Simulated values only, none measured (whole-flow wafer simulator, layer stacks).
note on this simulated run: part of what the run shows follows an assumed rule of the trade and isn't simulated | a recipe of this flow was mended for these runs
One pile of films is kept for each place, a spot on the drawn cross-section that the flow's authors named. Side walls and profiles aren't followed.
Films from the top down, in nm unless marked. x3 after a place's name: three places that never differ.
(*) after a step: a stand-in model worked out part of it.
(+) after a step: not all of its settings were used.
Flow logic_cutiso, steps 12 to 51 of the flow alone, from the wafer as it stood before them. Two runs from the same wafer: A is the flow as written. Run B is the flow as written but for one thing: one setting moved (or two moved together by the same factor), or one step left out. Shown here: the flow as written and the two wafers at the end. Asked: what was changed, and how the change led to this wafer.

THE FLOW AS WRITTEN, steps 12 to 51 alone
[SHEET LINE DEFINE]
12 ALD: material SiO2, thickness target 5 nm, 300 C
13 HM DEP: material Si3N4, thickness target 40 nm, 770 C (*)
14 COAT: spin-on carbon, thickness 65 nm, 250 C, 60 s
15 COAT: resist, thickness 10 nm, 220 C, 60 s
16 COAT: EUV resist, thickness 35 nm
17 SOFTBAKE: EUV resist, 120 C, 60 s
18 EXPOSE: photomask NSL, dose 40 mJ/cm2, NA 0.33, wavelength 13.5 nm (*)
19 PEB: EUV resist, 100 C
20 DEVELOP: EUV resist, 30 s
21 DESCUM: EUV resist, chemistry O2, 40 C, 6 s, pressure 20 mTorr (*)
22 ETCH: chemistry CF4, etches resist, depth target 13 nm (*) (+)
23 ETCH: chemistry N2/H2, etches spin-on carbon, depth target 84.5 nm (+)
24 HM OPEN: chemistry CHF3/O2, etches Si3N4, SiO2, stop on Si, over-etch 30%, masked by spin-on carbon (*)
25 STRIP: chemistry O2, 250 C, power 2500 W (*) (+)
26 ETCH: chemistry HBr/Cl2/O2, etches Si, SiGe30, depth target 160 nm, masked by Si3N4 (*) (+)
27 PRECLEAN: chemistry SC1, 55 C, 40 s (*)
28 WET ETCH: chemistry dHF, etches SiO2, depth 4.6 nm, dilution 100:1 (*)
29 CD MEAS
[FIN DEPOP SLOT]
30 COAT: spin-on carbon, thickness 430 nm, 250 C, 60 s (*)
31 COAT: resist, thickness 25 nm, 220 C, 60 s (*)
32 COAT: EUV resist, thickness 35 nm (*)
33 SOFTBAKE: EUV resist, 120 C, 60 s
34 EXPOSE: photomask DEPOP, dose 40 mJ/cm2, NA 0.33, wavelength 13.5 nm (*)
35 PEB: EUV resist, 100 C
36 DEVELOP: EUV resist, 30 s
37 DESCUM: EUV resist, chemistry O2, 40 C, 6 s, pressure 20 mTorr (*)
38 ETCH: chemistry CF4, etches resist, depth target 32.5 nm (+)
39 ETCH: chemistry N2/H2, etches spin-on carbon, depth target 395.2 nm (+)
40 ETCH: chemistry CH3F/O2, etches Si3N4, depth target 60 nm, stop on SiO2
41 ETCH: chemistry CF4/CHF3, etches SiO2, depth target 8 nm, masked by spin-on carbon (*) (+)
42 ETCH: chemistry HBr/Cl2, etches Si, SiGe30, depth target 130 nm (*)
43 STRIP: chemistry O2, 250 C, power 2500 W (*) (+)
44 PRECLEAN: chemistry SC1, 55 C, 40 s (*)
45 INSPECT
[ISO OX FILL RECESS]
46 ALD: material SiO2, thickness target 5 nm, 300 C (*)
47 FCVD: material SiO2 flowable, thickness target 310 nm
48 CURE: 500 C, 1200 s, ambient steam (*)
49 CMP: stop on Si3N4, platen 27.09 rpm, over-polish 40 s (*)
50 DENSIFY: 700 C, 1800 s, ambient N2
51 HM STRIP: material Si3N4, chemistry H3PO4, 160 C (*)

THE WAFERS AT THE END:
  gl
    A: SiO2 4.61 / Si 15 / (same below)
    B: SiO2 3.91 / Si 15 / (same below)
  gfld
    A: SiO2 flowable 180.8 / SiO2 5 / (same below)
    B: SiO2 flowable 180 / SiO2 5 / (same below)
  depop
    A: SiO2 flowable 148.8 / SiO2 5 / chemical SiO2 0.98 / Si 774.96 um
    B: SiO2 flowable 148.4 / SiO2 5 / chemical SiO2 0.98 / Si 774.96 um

The cause: step 12, ALD: thickness target 4.3 nm was run, where the flow has thickness target 5 nm.

How the change led to this, step by step:
  12 ALD: material SiO2, thickness target 5 nm, 300 C
      depop, dpovl, gfld and 19 more: A SiO2 +5 (new film) | B SiO2 +4.3 (new film)
  24 HM OPEN: chemistry CHF3/O2, etches Si3N4, SiO2, stop on Si, over-etch 30%, masked by spin-on carbon (*)
      dpovl, gfld, gxf, iso, isow, lnri, nsgap: A Si3N4 -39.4 (all of it), SiO2 -5 (all of it), Si -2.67 | B Si3N4 -39.4 (all of it), SiO2 -4.3 (all of it), Si -2.62
  41 ETCH: chemistry CF4/CHF3, etches SiO2, depth target 8 nm, masked by spin-on carbon (*) (+)
      depop: A SiO2 -4.92 (all of it), Si -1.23 | B SiO2 -4.22 (all of it), Si -1.51
